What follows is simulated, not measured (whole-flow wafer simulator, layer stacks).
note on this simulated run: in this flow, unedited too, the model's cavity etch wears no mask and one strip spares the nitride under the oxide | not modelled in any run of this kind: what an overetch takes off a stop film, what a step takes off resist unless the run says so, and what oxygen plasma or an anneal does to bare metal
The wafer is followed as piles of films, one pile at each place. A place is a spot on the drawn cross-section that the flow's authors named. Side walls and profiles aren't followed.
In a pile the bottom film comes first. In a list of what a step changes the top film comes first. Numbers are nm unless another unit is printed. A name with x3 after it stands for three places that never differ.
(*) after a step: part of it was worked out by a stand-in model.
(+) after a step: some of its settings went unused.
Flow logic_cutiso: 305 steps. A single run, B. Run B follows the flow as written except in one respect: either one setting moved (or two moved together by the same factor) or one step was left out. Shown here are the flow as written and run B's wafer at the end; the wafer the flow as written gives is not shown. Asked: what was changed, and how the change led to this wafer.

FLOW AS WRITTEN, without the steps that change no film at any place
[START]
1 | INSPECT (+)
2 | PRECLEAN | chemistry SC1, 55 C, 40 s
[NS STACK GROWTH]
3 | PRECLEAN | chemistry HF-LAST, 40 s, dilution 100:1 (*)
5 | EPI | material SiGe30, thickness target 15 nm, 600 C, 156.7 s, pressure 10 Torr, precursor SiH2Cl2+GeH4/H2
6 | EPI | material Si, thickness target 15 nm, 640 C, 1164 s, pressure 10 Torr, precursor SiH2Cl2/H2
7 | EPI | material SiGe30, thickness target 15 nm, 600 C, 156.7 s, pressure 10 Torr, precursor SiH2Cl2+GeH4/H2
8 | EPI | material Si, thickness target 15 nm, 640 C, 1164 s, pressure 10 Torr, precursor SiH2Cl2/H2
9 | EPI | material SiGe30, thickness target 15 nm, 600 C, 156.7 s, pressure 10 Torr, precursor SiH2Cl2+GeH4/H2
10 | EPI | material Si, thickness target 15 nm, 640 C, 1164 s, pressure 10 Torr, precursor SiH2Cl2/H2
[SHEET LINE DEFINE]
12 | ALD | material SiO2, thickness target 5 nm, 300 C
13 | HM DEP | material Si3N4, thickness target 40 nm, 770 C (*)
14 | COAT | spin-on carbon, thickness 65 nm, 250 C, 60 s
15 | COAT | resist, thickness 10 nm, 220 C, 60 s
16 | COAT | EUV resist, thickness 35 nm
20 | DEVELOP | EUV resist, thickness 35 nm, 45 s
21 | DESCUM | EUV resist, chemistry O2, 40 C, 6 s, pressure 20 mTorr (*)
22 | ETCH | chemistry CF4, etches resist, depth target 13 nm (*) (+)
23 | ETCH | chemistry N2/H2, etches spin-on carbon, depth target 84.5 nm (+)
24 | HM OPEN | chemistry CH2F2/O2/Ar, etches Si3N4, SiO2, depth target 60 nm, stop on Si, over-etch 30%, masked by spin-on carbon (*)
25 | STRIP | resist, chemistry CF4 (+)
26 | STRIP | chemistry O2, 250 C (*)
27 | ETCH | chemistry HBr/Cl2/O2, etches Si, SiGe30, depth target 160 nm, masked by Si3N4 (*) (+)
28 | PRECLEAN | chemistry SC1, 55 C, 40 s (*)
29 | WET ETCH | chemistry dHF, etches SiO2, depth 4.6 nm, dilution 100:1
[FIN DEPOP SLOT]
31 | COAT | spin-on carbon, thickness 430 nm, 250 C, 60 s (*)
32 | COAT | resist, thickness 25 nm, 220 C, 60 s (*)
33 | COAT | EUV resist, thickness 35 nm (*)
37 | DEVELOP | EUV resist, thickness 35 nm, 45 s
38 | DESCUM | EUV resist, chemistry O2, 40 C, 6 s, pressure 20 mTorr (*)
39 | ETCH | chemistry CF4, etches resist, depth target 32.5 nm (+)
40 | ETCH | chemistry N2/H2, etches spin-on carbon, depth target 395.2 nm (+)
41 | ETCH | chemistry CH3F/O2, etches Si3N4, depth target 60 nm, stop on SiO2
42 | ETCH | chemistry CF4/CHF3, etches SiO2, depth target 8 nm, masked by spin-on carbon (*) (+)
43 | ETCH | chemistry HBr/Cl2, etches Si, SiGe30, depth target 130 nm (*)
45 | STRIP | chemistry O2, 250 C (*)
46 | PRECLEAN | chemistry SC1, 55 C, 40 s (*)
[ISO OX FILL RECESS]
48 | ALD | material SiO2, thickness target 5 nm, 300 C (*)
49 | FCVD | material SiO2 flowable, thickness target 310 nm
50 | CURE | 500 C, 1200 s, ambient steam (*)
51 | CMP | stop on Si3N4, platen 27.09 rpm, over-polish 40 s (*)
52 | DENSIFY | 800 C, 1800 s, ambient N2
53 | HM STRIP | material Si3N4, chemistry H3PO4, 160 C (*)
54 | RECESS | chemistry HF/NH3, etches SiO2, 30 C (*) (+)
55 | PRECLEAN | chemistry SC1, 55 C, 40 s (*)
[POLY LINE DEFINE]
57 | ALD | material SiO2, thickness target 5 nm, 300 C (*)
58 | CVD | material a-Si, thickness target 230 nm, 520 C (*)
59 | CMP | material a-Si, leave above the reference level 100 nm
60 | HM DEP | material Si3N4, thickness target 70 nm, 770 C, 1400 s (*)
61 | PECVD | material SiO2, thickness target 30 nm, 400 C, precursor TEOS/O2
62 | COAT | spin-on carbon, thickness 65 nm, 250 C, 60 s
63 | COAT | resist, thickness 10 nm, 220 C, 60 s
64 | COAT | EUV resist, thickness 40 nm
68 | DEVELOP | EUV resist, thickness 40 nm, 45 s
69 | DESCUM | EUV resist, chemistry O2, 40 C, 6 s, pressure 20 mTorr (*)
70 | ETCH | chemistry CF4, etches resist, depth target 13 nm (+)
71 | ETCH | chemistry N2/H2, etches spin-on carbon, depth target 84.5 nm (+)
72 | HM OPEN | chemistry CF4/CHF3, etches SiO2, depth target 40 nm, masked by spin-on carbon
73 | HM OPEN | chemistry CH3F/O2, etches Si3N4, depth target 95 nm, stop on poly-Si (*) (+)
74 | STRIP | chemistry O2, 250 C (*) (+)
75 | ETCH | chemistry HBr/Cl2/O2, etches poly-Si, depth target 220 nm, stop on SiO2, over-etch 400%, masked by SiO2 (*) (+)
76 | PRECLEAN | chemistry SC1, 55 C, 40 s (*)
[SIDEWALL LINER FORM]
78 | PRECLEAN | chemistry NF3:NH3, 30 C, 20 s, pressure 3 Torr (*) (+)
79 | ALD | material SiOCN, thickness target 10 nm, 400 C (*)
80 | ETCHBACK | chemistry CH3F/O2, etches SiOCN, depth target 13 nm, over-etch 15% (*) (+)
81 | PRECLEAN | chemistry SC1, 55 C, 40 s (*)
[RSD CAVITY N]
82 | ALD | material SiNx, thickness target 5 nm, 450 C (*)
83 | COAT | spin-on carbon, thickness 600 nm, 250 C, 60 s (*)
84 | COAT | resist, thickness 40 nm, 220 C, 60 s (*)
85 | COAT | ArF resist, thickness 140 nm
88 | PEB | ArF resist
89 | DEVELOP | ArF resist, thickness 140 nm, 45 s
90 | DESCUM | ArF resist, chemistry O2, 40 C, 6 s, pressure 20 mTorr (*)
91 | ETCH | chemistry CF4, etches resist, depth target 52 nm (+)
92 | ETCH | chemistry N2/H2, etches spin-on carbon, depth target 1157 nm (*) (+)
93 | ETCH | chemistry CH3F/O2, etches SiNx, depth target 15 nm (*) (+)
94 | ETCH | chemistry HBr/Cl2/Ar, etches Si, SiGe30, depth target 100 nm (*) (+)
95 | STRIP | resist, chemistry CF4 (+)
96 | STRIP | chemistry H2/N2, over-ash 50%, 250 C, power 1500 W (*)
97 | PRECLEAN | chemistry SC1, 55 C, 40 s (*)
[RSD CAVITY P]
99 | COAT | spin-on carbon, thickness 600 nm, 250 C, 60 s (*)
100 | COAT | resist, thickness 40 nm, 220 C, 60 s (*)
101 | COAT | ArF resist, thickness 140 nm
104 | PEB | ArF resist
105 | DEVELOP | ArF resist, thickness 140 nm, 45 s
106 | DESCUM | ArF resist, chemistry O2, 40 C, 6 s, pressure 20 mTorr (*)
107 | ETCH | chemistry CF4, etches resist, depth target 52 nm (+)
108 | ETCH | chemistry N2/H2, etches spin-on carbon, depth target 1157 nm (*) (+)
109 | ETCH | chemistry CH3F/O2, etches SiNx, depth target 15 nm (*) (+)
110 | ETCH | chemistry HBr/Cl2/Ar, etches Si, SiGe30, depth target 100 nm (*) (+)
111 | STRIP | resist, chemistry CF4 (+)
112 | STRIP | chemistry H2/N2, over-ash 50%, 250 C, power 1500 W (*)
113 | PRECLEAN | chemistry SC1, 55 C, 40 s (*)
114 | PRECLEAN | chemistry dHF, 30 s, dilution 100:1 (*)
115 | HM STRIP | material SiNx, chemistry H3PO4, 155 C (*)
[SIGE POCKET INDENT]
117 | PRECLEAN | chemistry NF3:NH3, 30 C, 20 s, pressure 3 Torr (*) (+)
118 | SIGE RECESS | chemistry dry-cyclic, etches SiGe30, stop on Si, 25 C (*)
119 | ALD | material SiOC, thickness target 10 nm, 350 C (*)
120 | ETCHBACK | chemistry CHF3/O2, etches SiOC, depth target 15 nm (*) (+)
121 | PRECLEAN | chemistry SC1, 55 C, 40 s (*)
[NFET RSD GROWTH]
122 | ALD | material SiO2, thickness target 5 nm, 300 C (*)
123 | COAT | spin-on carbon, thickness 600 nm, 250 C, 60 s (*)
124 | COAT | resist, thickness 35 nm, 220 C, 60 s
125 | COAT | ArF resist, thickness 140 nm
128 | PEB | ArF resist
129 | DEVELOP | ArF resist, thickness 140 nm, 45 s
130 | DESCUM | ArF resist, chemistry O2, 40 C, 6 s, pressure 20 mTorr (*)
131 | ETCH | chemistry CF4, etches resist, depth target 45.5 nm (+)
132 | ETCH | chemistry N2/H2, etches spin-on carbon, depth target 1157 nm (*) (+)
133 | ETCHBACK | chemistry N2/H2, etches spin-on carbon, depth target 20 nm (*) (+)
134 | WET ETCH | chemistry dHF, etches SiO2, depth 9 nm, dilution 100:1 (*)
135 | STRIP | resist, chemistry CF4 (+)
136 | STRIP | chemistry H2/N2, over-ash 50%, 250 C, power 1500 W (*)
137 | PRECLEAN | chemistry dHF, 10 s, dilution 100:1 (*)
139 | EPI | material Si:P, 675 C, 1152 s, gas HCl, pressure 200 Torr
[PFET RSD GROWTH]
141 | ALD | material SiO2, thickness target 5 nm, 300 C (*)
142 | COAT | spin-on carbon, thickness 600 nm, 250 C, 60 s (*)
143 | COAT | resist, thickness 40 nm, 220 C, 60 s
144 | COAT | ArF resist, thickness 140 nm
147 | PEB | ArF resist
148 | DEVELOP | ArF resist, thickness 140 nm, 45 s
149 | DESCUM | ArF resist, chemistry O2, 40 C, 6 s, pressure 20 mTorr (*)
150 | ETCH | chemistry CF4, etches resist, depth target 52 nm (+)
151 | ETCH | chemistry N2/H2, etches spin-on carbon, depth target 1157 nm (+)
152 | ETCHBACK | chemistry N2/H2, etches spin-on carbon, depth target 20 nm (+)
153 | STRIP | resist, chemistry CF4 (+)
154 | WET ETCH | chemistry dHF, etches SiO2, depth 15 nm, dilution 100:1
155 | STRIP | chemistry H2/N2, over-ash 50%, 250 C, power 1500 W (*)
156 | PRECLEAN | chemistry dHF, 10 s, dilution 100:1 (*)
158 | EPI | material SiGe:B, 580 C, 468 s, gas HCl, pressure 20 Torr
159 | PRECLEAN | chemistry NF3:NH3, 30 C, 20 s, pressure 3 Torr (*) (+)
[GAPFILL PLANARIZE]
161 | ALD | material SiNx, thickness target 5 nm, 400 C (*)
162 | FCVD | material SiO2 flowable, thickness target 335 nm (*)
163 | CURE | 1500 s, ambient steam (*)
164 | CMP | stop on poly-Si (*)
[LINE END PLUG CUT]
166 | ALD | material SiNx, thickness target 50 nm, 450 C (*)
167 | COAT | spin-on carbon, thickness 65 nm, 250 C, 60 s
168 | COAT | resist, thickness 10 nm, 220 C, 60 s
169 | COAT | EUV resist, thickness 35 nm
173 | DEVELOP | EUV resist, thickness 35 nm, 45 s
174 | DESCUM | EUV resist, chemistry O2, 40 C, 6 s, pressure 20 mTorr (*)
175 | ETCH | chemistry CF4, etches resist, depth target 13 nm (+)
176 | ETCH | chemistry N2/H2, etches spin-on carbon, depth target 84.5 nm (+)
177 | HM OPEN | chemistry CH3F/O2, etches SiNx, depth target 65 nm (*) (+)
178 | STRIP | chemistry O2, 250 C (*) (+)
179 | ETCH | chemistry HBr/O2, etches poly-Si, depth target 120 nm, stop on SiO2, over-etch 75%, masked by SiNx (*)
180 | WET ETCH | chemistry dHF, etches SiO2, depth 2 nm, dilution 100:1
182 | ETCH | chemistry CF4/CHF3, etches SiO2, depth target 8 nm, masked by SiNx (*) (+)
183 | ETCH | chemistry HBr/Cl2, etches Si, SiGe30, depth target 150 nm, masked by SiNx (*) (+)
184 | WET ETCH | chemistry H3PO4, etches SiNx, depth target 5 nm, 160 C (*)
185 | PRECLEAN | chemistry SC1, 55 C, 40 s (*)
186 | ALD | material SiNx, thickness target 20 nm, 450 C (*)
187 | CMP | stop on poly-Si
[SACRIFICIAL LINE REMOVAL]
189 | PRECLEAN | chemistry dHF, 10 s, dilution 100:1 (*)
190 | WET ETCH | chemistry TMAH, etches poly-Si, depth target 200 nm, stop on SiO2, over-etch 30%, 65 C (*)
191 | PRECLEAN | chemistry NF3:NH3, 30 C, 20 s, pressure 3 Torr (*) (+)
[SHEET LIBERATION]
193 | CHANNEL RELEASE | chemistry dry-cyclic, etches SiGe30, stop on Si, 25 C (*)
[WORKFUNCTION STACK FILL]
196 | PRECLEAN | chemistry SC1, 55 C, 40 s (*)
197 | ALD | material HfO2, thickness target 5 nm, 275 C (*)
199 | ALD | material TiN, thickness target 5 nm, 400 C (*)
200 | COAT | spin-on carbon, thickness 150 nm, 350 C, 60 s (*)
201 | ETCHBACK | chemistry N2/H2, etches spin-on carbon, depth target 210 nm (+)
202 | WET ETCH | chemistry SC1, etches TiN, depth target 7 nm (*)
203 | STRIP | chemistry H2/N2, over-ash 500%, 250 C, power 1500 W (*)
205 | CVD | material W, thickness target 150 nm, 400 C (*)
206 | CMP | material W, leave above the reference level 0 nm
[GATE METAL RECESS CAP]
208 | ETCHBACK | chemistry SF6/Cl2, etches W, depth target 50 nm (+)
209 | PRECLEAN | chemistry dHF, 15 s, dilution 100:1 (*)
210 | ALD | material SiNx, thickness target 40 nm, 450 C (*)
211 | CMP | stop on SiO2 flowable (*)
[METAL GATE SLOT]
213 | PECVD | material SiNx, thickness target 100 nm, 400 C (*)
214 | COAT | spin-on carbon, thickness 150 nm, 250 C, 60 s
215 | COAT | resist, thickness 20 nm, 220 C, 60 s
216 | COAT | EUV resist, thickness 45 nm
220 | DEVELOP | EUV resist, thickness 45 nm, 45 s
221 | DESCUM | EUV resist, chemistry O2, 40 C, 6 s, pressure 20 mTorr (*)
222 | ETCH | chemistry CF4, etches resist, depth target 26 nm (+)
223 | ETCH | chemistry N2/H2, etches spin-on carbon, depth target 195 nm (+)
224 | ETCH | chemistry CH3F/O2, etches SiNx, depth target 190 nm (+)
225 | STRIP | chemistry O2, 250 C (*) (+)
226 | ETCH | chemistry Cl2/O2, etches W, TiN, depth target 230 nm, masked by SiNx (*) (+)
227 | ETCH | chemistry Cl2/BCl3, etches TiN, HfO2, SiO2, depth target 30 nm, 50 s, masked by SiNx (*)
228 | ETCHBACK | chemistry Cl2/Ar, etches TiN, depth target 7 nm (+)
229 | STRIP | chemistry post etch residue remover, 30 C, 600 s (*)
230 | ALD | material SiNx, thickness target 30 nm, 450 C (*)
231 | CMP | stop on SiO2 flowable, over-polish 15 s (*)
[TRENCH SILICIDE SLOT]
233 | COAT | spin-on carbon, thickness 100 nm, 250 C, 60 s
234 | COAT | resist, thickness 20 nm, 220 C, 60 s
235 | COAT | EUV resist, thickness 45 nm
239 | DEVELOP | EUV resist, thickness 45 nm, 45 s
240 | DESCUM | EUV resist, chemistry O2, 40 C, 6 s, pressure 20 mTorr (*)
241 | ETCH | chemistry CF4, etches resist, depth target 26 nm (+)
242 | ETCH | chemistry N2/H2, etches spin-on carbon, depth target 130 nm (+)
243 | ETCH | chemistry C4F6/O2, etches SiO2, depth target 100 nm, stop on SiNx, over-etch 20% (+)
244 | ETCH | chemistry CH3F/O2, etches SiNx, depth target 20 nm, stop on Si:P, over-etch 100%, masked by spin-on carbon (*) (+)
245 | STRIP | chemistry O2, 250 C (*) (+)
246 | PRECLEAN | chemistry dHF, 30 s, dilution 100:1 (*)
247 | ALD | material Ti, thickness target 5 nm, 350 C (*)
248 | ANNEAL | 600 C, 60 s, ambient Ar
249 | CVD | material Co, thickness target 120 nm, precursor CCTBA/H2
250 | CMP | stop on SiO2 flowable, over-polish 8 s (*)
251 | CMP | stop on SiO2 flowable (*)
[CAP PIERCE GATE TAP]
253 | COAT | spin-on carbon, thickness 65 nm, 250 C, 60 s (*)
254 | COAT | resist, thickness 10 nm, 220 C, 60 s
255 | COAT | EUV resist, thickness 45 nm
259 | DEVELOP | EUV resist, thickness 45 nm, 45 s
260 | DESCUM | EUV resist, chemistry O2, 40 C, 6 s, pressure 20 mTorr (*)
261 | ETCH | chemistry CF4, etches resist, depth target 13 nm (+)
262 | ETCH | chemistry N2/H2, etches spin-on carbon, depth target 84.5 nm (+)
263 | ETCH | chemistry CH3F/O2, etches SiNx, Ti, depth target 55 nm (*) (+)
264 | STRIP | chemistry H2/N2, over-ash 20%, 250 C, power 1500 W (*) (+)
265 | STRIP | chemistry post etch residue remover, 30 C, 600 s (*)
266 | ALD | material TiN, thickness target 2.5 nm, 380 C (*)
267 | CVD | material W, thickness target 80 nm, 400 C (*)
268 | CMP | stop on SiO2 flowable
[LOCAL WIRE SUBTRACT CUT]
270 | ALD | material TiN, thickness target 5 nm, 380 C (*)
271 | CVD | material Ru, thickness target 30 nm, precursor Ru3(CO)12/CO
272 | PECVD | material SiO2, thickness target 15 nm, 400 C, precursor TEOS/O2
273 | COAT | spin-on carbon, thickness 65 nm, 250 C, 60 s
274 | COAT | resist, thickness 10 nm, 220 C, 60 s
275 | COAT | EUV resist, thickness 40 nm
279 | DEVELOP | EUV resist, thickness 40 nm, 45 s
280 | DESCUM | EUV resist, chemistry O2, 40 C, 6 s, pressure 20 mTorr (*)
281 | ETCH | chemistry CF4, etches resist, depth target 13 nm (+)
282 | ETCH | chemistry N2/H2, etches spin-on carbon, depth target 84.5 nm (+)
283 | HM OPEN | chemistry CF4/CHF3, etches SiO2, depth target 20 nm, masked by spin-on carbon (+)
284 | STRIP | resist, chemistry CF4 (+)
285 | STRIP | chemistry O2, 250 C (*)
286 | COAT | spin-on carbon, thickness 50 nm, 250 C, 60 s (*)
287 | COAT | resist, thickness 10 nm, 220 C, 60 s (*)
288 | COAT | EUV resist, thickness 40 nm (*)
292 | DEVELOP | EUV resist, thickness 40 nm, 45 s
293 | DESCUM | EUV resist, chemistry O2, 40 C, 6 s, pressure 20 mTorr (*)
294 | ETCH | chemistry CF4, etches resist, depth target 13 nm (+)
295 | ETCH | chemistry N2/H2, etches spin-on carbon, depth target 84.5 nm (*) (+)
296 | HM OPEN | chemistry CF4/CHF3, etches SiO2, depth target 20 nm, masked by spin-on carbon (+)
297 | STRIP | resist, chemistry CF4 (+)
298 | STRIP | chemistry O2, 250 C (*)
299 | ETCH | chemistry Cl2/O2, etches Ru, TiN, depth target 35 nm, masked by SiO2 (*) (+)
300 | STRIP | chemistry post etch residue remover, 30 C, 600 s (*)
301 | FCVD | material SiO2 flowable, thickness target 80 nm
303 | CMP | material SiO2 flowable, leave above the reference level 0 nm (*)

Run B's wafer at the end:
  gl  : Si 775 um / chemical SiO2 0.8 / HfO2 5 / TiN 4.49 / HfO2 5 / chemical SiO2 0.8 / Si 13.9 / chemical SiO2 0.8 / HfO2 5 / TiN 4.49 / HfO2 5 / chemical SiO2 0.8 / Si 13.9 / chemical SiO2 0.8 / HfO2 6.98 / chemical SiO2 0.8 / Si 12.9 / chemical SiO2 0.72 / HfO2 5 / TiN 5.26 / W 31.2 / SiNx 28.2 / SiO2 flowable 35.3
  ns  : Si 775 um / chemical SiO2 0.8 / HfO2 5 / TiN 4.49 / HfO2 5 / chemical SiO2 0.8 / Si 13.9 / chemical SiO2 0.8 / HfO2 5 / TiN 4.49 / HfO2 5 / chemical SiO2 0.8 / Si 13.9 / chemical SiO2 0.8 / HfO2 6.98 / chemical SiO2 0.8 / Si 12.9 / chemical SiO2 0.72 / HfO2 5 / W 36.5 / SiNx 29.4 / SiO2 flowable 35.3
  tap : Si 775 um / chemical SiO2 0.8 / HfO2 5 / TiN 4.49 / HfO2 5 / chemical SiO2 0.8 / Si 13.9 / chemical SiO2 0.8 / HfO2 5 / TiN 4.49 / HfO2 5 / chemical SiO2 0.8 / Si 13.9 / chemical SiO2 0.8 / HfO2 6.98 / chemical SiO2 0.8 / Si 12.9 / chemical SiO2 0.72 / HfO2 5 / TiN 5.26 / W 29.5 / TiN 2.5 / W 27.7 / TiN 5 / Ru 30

Cause: step 9, EPI: 78.3 s was run, whereas the flow has 156.7 s.

How this came from the change, step by step:
  9 | EPI | material SiGe30, thickness target 15 nm, 600 C, 156.7 s, pressure 10 Torr, precursor SiH2Cl2+GeH4/H2
      depop, dpovl, gfld and 19 more: +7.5 SiGe30 (new film) (it would be, as written: +15 SiGe30 (new film))
  27 | ETCH | chemistry HBr/Cl2/O2, etches Si, SiGe30, depth target 160 nm, masked by Si3N4 (*) (+)
      gfld, gxf, iso, lnri: -0.79 chemical SiO2 (all of it), -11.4 Si (all of it), -7.5 SiGe30 (all of it), -15 Si (all of it), -15 SiGe30 (all of it), -15 Si (all of it), -15 SiGe30 (all of it), -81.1 Si (it would be, as written: -0.79 chemical SiO2 (all of it), -11.4 Si (all of it), -15 SiGe30 (all of it), -15 Si (all of it), -15 SiGe30 (all of it), -15 Si (all of it), -15 SiGe30 (all of it), -73.6 Si)
      dpovl, nsgap: -0.79 chemical SiO2 (all of it), -11.8 Si (all of it), -7.5 SiGe30 (all of it), -15 Si (all of it), -15 SiGe30 (all of it), -15 Si (all of it), -15 SiGe30 (all of it), -80.7 Si (it would be, as written: -0.79 chemical SiO2 (all of it), -11.8 Si (all of it), -15 SiGe30 (all of it), -15 Si (all of it), -15 SiGe30 (all of it), -15 Si (all of it), -15 SiGe30 (all of it), -73.2 Si)
      (also at 1 further place)
  43 | ETCH | chemistry HBr/Cl2, etches Si, SiGe30, depth target 130 nm (*)
      depop: -14 Si (all of it), -7.5 SiGe30 (all of it), -15 Si (all of it), -15 SiGe30 (all of it), -15 Si (all of it), -15 SiGe30 (all of it), -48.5 Si (it would be, as written: -14 Si (all of it), -15 SiGe30 (all of it), -15 Si (all of it), -15 SiGe30 (all of it), -15 Si (all of it), -15 SiGe30 (all of it), -41 Si)
  94 | ETCH | chemistry HBr/Cl2/Ar, etches Si, SiGe30, depth target 100 nm (*) (+)
      rsdn, rsdx: -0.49 chemical SiO2 (all of it), -12.8 Si (all of it), -7.5 SiGe30 (all of it), -15 Si (all of it), -15 SiGe30 (all of it), -15 Si (all of it), -15 SiGe30 (all of it), -19.7 Si (it would be, as written: -0.49 chemical SiO2 (all of it), -12.8 Si (all of it), -15 SiGe30 (all of it), -15 Si (all of it), -15 SiGe30 (all of it), -15 Si (all of it), -15 SiGe30 (all of it), -12.2 Si)
  110 | ETCH | chemistry HBr/Cl2/Ar, etches Si, SiGe30, depth target 100 nm (*) (+)
      rsdp, rsdw: -0.49 chemical SiO2 (all of it), -12.8 Si (all of it), -7.5 SiGe30 (all of it), -15 Si (all of it), -15 SiGe30 (all of it), -15 Si (all of it), -15 SiGe30 (all of it), -19.7 Si (it would be, as written: -0.49 chemical SiO2 (all of it), -12.8 Si (all of it), -15 SiGe30 (all of it), -15 Si (all of it), -15 SiGe30 (all of it), -15 Si (all of it), -15 SiGe30 (all of it), -12.2 Si)
  118 | SIGE RECESS | chemistry dry-cyclic, etches SiGe30, stop on Si, 25 C (*)
      lnr, lnrp, lnrt: -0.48 SiOCN, -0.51 Si, +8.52 cavity (new film), -7.5 SiGe30 (all of it), -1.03 Si, +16 cavity (new film), -15 SiGe30 (all of it), -1.03 Si, +16 cavity (new film), -15 SiGe30 (all of it), -0.51 Si (it would be, as written: -0.48 SiOCN, -0.51 Si, +16 cavity (new film), -15 SiGe30 (all of it), -1.03 Si, +16 cavity (new film), -15 SiGe30 (all of it), -1.03 Si, +16 cavity (new film), -15 SiGe30 (all of it), -0.51 Si)
  119 | ALD | material SiOC, thickness target 10 nm, 350 C (*)
      lnr, lnrp, lnrt: +10 SiOC (new film), +8.52 SiOC (new film), -8.52 cavity (all of it), +16 SiOC (new film), -16 cavity (all of it), +16 SiOC (new film), -16 cavity (all of it) (it would be, as written: +10 SiOC (new film), +16 SiOC (new film), -16 cavity (all of it), +16 SiOC (new film), -16 cavity (all of it), +16 SiOC (new film), -16 cavity (all of it))
  183 | ETCH | chemistry HBr/Cl2, etches Si, SiGe30, depth target 150 nm, masked by SiNx (*) (+)
      plug: -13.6 Si (all of it), -7.5 SiGe30 (all of it), -15 Si (all of it), -15 SiGe30 (all of it), -15 Si (all of it), -15 SiGe30 (all of it), -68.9 Si (it would be, as written: -13.6 Si (all of it), -15 SiGe30 (all of it), -15 Si (all of it), -15 SiGe30 (all of it), -15 Si (all of it), -15 SiGe30 (all of it), -61.4 Si)
  193 | CHANNEL RELEASE | chemistry dry-cyclic, etches SiGe30, stop on Si, 25 C (*)
      gl, glp, gxn, gxp, ns, tap: +0.8 chemical SiO2 (new film), -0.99 Si, +0.8 chemical SiO2 (new film), +6.98 cavity (new film), +0.8 chemical SiO2 (new film), -7.5 SiGe30 (all of it), -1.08 Si, +0.8 chemical SiO2 (new film), +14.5 cavity (new film), +0.8 chemical SiO2 (new film), -15 SiGe30 (all of it), -1.08 Si, +0.8 chemical SiO2 (new film), +14.5 cavity (new film), +0.8 chemical SiO2 (new film), -15 SiGe30 (all of it), -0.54 Si (it would be, as written: +0.8 chemical SiO2 (new film), -0.99 Si, +0.8 chemical SiO2 (new film), +14.5 cavity (new film), +0.8 chemical SiO2 (new film), -15 SiGe30 (all of it), -1.08 Si, +0.8 chemical SiO2 (new film), +14.5 cavity (new film), +0.8 chemical SiO2 (new film), -15 SiGe30 (all of it), -1.08 Si, +0.8 chemical SiO2 (new film), +14.5 cavity (new film), +0.8 chemical SiO2 (new film), -15 SiGe30 (all of it), -0.54 Si)
  197 | ALD | material HfO2, thickness target 5 nm, 275 C (*)
      gl, glp, gxn, gxp, ns, tap: +5 HfO2 (new film), +6.98 HfO2 (new film), -6.98 cavity (all of it), +5 HfO2 (new film), -10 cavity, +5 HfO2 (new film), +5 HfO2 (new film), -10 cavity, +5 HfO2 (new film) (it would be, as written: +5 HfO2 (new film), +5 HfO2 (new film), -10 cavity, +5 HfO2 (new film), +5 HfO2 (new film), -10 cavity, +5 HfO2 (new film), +5 HfO2 (new film), -10 cavity, +5 HfO2 (new film))
  199 | ALD | material TiN, thickness target 5 nm, 400 C (*)
      gl, glp, tap: +5.26 TiN (new film), +4.49 TiN (new film), -4.49 cavity (all of it), +4.49 TiN (new film), -4.49 cavity (all of it) (it would be, as written: +5.26 TiN (new film), +4.49 TiN (new film), -4.49 cavity (all of it), +4.49 TiN (new film), -4.49 cavity (all of it), +4.49 TiN (new film), -4.49 cavity (all of it))
      gxn, gxp, ns: +5 TiN (new film), +4.49 TiN (new film), -4.49 cavity (all of it), +4.49 TiN (new film), -4.49 cavity (all of it) (it would be, as written: +5 TiN (new film), +4.49 TiN (new film), -4.49 cavity (all of it), +4.49 TiN (new film), -4.49 cavity (all of it), +4.49 TiN (new film), -4.49 cavity (all of it))
Taking metal films that touch as one body, gl has 3 bodies (between them, from the top down: HfO2 5 / chemical SiO2 0.72 / Si 12.9 / chemical SiO2 0.8 / HfO2 6.98 / chemical SiO2 0.8 / Si 13.9 / chemical SiO2 0.8 / HfO2 5; HfO2 5 / chemical SiO2 0.8 / Si 13.9 / chemical SiO2 0.8 / HfO2 5); the flow as written gives 4 bodies (between them, from the top down: HfO2 5 / chemical SiO2 0.72 / Si 12.9 / chemical SiO2 0.8 / HfO2 5; HfO2 5 / chemical SiO2 0.8 / Si 13.9 / chemical SiO2 0.8 / HfO2 5; HfO2 5 / chemical SiO2 0.8 / Si 13.9 / chemical SiO2 0.8 / HfO2 5).
Taking metal films that touch as one body, ns has 3 bodies (between them, from the top down: HfO2 5 / chemical SiO2 0.72 / Si 12.9 / chemical SiO2 0.8 / HfO2 6.98 / chemical SiO2 0.8 / Si 13.9 / chemical SiO2 0.8 / HfO2 5; HfO2 5 / chemical SiO2 0.8 / Si 13.9 / chemical SiO2 0.8 / HfO2 5); the flow as written gives 4 bodies (between them, from the top down: HfO2 5 / chemical SiO2 0.72 / Si 12.9 / chemical SiO2 0.8 / HfO2 5; HfO2 5 / chemical SiO2 0.8 / Si 13.9 / chemical SiO2 0.8 / HfO2 5; HfO2 5 / chemical SiO2 0.8 / Si 13.9 / chemical SiO2 0.8 / HfO2 5).
Taking metal films that touch as one body, tap has 3 bodies (between them, from the top down: HfO2 5 / chemical SiO2 0.72 / Si 12.9 / chemical SiO2 0.8 / HfO2 6.98 / chemical SiO2 0.8 / Si 13.9 / chemical SiO2 0.8 / HfO2 5; HfO2 5 / chemical SiO2 0.8 / Si 13.9 / chemical SiO2 0.8 / HfO2 5); the flow as written gives 4 bodies (between them, from the top down: HfO2 5 / chemical SiO2 0.72 / Si 12.9 / chemical SiO2 0.8 / HfO2 5; HfO2 5 / chemical SiO2 0.8 / Si 13.9 / chemical SiO2 0.8 / HfO2 5; HfO2 5 / chemical SiO2 0.8 / Si 13.9 / chemical SiO2 0.8 / HfO2 5).
